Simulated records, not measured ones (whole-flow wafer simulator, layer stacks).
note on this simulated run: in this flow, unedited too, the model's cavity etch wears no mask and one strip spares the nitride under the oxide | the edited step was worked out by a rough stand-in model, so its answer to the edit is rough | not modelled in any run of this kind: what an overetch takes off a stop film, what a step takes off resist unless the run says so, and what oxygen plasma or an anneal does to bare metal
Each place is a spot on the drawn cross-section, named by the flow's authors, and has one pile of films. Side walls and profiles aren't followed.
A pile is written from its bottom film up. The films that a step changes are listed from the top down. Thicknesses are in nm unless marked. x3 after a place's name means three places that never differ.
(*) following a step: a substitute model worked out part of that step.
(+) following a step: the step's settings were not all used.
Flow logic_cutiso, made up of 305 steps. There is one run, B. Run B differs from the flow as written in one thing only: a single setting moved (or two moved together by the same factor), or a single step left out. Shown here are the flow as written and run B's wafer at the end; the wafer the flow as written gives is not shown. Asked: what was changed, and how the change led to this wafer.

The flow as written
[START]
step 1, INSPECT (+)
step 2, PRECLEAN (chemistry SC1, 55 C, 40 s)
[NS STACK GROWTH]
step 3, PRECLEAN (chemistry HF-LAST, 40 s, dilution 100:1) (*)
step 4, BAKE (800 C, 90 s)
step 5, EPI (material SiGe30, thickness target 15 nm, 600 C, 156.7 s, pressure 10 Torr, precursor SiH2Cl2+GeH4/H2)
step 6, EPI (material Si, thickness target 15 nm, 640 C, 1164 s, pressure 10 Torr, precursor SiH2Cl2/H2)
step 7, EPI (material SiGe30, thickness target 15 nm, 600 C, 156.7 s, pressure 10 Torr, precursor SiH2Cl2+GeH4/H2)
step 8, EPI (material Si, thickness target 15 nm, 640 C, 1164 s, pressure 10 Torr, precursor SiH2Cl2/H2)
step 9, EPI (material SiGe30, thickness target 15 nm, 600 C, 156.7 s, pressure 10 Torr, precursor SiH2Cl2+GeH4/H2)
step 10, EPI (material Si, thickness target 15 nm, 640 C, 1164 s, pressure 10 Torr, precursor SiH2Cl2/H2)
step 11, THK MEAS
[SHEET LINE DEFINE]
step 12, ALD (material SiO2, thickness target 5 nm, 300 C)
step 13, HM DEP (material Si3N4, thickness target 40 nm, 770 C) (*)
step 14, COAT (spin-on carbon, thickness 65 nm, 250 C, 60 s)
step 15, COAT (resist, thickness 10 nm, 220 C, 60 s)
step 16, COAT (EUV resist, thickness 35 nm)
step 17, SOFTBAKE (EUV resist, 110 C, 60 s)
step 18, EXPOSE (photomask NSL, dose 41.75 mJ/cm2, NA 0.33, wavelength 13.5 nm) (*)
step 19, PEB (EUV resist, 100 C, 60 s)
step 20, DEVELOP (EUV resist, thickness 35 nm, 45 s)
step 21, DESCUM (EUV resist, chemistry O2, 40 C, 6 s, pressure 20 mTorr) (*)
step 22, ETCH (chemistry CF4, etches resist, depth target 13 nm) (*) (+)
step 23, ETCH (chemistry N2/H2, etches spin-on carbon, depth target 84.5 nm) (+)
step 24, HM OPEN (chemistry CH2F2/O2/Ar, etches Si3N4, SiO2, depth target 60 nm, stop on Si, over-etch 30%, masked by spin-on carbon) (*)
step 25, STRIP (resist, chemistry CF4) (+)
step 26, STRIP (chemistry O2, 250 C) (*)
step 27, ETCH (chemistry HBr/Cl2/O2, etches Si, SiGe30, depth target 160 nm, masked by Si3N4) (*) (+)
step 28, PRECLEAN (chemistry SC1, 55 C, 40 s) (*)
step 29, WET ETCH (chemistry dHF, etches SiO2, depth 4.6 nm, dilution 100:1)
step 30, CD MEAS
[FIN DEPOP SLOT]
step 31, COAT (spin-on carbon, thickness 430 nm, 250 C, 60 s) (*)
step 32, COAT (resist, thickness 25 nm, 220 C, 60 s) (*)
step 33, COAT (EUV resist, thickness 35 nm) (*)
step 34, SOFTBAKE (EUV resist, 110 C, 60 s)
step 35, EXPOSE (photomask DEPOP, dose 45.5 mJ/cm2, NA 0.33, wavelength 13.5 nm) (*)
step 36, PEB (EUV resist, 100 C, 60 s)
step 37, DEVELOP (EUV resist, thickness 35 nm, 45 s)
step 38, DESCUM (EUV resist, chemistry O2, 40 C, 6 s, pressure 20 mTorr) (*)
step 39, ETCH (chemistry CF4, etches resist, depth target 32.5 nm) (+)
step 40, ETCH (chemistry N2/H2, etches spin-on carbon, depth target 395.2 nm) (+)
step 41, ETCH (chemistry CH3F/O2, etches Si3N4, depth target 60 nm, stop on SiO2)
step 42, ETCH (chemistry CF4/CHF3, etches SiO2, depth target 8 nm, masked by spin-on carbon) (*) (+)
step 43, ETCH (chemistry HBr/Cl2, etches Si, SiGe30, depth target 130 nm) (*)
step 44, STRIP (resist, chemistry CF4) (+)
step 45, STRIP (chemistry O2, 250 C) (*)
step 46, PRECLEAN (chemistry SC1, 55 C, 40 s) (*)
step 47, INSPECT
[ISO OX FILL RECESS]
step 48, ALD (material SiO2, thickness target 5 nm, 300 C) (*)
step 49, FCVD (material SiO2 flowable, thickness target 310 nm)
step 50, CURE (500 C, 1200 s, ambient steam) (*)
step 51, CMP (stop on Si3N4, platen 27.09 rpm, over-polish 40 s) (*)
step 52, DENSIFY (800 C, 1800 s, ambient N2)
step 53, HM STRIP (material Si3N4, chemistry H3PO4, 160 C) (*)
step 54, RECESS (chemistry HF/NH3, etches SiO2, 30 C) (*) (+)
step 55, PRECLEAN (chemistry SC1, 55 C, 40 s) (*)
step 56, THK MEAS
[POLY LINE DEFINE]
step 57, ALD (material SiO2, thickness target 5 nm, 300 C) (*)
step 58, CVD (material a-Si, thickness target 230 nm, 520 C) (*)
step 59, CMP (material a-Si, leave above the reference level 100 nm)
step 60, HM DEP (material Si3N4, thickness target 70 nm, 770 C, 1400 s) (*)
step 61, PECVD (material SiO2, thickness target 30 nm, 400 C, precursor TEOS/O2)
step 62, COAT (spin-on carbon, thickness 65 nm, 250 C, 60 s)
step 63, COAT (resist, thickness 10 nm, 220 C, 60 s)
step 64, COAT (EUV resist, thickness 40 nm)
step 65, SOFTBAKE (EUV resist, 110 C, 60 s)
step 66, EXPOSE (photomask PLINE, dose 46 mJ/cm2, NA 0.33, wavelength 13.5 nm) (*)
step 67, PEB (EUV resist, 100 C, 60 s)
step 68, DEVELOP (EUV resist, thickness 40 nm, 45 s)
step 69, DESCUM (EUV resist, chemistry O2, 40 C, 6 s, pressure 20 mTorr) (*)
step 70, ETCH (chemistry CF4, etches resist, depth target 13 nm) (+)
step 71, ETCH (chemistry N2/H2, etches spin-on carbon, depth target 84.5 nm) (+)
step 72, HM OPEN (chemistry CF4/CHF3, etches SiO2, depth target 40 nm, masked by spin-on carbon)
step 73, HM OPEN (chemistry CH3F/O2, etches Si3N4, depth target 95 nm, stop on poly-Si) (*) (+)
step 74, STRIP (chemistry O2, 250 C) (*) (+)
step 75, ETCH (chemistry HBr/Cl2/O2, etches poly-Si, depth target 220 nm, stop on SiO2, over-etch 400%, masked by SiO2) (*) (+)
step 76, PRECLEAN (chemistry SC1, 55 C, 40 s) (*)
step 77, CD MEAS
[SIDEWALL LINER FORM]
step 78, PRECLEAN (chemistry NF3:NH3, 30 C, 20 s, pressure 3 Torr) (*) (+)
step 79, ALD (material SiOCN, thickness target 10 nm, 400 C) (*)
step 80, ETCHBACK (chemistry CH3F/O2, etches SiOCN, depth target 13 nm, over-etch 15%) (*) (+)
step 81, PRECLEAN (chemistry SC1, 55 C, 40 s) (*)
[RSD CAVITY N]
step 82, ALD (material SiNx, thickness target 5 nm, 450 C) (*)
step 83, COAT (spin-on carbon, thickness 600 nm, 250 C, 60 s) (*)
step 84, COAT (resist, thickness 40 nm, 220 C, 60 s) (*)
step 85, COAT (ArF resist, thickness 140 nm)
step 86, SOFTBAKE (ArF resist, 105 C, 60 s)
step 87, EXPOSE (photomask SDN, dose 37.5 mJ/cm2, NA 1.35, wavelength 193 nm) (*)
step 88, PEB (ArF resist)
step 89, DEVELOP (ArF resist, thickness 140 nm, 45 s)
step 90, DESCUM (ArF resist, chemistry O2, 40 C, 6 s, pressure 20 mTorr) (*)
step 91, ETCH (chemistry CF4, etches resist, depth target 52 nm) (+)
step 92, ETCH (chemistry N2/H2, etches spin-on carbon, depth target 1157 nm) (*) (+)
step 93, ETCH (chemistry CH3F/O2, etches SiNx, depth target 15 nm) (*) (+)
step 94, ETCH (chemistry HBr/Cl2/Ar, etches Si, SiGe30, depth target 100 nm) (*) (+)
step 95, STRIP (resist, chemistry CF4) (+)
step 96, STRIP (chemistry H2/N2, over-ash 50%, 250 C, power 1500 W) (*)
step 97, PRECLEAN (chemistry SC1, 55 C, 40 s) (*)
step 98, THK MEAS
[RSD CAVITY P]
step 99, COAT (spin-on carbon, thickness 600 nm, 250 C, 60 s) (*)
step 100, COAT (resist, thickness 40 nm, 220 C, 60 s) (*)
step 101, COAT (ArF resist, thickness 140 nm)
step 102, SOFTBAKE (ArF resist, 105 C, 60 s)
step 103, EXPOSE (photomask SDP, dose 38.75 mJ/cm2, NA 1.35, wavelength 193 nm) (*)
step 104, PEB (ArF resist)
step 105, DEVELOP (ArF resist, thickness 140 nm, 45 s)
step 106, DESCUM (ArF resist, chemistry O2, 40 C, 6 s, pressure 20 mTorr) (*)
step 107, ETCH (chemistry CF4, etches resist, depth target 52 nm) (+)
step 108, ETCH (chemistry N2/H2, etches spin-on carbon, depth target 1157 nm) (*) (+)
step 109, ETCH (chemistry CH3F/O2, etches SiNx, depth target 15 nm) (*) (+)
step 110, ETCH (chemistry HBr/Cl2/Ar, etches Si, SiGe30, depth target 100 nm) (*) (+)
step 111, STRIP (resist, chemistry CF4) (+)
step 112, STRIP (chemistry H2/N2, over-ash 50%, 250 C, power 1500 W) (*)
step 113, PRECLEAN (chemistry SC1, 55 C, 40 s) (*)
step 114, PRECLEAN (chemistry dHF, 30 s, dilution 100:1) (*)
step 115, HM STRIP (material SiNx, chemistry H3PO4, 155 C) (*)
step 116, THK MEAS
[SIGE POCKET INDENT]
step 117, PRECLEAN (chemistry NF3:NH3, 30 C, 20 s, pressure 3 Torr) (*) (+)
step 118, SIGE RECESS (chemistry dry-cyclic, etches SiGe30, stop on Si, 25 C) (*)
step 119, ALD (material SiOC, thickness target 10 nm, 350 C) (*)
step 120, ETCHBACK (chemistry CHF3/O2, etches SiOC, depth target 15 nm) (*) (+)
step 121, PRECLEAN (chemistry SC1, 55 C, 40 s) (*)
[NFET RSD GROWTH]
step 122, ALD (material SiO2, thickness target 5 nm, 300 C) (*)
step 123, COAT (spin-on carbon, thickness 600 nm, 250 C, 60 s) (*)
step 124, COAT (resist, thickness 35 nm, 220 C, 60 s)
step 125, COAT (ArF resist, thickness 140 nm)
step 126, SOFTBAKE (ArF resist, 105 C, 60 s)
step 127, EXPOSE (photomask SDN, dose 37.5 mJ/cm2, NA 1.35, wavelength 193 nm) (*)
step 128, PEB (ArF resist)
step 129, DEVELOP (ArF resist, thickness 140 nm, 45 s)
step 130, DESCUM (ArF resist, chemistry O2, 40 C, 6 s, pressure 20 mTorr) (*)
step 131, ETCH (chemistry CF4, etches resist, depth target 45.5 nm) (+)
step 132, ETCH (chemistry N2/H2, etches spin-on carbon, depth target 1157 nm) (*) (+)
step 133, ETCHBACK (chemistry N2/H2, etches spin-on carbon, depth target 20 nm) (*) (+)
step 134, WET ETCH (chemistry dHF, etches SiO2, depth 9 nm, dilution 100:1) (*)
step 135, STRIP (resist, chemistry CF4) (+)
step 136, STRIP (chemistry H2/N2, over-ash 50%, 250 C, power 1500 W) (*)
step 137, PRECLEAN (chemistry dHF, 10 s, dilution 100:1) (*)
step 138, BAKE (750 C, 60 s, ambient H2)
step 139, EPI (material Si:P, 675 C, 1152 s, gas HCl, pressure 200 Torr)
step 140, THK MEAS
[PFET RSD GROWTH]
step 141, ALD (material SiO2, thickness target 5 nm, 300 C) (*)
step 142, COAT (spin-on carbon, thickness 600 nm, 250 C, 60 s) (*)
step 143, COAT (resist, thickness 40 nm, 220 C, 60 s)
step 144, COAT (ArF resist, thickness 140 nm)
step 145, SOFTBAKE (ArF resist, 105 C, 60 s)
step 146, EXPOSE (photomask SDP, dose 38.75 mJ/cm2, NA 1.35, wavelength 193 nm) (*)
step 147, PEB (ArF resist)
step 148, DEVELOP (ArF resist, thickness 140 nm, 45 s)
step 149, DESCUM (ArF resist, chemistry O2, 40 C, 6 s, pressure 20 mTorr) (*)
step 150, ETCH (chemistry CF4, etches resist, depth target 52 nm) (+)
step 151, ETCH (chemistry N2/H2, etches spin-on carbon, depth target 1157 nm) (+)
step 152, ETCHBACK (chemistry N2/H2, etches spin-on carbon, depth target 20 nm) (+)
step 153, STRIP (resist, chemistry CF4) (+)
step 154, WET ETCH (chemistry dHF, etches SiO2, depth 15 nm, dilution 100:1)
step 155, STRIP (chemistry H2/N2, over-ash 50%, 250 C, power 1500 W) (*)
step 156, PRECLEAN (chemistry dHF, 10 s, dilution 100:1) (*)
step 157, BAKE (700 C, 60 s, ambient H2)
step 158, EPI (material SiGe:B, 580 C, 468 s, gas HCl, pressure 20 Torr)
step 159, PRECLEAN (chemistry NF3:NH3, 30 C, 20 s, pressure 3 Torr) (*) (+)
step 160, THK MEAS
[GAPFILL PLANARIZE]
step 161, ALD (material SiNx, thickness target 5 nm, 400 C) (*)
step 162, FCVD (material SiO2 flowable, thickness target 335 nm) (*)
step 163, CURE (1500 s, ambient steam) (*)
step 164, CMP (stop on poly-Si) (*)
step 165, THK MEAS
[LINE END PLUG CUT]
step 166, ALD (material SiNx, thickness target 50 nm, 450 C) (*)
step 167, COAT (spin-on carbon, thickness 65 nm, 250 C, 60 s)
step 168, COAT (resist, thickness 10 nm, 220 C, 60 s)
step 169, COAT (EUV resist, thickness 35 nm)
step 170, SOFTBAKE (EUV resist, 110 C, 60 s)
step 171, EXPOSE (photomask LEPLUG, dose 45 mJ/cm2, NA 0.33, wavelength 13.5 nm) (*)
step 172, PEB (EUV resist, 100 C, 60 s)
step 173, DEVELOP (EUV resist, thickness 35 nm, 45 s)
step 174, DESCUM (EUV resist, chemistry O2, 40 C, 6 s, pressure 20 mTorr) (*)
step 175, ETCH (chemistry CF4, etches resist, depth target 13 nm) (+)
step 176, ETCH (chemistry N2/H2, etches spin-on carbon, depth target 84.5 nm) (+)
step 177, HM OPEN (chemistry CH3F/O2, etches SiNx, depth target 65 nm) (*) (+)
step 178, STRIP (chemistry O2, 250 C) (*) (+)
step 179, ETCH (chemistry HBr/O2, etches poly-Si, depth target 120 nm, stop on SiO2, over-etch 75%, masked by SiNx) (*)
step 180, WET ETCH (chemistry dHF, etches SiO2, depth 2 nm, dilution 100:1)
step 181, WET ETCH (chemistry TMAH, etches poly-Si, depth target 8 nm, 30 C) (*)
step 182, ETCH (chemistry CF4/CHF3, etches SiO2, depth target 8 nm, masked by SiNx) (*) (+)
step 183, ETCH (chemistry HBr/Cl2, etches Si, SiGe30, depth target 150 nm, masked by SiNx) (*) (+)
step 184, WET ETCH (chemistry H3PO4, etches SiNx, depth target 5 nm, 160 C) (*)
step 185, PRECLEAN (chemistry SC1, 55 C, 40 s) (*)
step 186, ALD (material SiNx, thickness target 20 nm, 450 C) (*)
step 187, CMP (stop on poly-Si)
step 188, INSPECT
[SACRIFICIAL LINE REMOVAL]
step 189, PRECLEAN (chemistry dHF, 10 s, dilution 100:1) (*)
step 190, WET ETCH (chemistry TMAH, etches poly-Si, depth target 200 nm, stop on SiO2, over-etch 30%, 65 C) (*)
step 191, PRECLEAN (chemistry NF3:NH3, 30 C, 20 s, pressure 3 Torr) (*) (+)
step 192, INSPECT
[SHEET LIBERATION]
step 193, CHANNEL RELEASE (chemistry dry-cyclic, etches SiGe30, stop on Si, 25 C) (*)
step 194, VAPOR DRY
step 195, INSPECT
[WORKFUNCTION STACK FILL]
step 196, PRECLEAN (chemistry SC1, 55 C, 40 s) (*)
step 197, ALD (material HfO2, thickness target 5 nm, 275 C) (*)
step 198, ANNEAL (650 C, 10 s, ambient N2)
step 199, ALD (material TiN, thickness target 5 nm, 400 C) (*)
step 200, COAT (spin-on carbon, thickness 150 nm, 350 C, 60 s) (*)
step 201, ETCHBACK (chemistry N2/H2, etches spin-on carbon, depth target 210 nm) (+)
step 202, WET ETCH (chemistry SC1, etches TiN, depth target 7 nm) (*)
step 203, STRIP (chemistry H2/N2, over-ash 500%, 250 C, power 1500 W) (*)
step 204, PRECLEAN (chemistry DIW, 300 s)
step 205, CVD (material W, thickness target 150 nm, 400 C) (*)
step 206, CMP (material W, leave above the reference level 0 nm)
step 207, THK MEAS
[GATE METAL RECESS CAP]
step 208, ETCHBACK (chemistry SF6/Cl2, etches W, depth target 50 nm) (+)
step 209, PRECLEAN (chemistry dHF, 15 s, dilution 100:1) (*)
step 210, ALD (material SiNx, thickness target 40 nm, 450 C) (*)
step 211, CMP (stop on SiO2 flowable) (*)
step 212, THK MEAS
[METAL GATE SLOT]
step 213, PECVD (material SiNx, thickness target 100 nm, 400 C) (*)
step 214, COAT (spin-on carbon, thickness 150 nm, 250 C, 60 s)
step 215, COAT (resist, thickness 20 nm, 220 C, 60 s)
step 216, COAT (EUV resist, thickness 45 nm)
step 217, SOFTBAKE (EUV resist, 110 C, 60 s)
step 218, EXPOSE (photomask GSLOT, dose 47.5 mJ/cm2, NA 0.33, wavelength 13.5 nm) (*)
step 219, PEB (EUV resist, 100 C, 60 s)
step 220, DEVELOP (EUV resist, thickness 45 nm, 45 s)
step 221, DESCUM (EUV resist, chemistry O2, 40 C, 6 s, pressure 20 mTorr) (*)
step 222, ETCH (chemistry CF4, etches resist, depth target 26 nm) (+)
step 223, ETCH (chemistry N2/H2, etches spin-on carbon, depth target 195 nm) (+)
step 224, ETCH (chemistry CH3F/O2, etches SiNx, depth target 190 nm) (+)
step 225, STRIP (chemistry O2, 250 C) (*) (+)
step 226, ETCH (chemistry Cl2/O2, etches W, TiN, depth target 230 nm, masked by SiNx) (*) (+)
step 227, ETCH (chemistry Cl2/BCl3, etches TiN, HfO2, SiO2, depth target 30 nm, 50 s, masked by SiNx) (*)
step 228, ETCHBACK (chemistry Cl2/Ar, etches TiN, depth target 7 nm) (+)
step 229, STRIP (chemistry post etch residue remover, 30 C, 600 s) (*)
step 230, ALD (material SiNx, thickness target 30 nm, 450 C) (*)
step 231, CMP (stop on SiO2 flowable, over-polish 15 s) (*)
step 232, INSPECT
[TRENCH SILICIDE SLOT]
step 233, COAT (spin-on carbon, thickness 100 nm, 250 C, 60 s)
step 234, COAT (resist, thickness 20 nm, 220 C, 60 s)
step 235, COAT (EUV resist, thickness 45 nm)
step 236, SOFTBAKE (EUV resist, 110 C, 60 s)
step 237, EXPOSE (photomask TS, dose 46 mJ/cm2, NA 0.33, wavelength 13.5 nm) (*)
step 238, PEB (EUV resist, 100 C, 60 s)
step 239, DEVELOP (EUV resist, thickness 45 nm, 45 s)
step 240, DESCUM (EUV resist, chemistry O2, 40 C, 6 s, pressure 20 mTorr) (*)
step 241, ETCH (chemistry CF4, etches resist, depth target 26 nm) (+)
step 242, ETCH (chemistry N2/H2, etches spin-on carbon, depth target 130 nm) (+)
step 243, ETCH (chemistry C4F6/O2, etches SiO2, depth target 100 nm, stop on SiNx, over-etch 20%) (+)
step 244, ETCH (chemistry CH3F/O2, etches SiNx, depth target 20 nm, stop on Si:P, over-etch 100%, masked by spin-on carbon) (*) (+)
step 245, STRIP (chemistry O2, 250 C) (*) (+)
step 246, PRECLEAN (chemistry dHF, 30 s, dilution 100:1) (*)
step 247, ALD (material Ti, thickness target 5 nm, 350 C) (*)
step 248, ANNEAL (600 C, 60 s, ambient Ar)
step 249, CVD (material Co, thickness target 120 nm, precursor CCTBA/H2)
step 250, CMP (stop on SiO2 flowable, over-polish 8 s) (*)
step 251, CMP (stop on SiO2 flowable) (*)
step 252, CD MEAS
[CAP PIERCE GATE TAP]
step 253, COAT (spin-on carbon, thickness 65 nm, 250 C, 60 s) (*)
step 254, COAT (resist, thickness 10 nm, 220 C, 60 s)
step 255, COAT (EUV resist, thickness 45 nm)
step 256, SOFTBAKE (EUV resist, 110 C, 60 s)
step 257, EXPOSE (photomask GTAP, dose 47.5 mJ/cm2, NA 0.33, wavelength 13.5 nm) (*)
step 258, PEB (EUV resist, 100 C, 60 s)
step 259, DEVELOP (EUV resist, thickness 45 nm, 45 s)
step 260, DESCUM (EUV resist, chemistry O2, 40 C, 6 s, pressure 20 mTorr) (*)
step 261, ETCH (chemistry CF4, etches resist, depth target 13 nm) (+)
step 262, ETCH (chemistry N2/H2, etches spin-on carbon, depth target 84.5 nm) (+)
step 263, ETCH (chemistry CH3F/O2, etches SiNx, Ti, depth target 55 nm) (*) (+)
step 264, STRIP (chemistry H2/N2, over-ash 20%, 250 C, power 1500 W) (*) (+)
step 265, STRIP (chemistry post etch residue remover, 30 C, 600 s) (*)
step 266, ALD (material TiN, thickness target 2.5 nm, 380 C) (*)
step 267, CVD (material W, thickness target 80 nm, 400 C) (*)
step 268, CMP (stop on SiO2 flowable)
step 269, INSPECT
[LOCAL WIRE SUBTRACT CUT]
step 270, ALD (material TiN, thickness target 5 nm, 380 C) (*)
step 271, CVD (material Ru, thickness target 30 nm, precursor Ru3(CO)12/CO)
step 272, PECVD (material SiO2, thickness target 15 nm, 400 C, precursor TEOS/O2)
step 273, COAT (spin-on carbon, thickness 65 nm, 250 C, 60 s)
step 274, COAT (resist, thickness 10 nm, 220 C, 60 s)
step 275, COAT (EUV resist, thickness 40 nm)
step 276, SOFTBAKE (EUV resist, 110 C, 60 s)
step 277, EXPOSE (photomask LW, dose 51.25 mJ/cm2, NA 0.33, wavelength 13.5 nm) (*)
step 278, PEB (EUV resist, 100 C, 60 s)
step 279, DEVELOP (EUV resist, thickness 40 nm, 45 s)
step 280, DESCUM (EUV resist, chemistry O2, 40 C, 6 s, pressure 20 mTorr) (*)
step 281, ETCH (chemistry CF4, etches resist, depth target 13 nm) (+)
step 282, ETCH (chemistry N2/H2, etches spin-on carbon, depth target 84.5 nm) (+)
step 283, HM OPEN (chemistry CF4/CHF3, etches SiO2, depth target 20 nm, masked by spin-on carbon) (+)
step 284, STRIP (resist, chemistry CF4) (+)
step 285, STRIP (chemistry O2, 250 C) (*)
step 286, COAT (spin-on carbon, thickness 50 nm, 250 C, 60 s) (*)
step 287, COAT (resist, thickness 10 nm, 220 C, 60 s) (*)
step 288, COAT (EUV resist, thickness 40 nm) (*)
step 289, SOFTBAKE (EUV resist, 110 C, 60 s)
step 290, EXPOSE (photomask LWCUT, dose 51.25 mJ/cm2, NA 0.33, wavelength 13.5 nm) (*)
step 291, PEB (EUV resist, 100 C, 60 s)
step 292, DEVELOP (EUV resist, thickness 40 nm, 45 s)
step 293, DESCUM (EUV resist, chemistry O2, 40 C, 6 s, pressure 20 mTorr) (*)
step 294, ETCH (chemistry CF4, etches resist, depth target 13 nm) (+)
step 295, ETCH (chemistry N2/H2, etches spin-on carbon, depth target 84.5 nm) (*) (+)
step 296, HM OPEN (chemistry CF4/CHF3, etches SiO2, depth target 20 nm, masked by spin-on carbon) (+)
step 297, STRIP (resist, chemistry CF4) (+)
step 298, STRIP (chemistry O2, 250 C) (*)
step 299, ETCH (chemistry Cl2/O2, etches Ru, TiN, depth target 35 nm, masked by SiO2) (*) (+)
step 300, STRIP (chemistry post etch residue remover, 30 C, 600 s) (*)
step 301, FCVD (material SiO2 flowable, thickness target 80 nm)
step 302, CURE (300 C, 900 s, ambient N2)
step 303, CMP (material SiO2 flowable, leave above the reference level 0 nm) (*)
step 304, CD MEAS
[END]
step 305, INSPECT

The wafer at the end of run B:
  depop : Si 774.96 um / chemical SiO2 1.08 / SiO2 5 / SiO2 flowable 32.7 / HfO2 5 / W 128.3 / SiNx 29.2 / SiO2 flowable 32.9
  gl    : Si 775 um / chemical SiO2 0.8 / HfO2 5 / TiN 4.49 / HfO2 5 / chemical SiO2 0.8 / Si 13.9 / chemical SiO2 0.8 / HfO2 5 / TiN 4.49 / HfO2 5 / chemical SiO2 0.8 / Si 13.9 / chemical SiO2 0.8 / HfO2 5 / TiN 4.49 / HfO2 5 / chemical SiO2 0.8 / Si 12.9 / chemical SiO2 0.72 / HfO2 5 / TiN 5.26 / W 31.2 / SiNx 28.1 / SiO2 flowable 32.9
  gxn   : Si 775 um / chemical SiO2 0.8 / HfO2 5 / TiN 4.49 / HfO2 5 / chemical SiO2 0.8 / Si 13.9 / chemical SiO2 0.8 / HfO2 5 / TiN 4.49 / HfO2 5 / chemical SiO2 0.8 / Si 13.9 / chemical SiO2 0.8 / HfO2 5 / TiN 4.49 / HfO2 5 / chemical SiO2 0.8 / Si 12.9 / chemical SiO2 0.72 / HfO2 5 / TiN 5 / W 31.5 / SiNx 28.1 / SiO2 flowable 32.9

Cause: step 270, ALD: thickness target 2.5 nm was run, while the flow as written has thickness target 5 nm.

The path from the change to this, step by step:
  step 270, ALD (material TiN, thickness target 5 nm, 380 C) (*)
      depop, dpovl, gfld and 19 more: TiN gains 2.5 (new film) (as written it would have been: TiN gains 5 (new film))
  step 299, ETCH (chemistry Cl2/O2, etches Ru, TiN, depth target 35 nm, masked by SiO2) (*) (+)
      depop, dpovl, gfld and 9 more: Ru loses 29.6 (all of it), TiN loses 2.5 (all of it), SiNx loses 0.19 (as written it would have been: Ru loses 29.6 (all of it), TiN loses 5 (all of it))
      iso, rsdx: Ru loses 29.6 (all of it), TiN loses 2.5 (all of it), SiO2 flowable loses 0.1 (as written it would have been: Ru loses 29.6 (all of it), TiN loses 5 (all of it))
      (as well as at 4 more places)
  step 301, FCVD (material SiO2 flowable, thickness target 80 nm)
      lnrt, rsdn, rsdp, tap: SiO2 flowable gains 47 (new film) (as written it would have been: SiO2 flowable gains 45.3 (new film))
  step 303, CMP (material SiO2 flowable, leave above the reference level 0 nm) (*)
      gfld, gl, glp and 10 more: SiO2 flowable loses 60.9 (as written it would have been: SiO2 flowable loses 59.2)
      depop, dpovl, isow, ns, nsgap: SiO2 flowable loses 47.1 (as written it would have been: SiO2 flowable loses 44.7)
      (as well as at 4 more places)
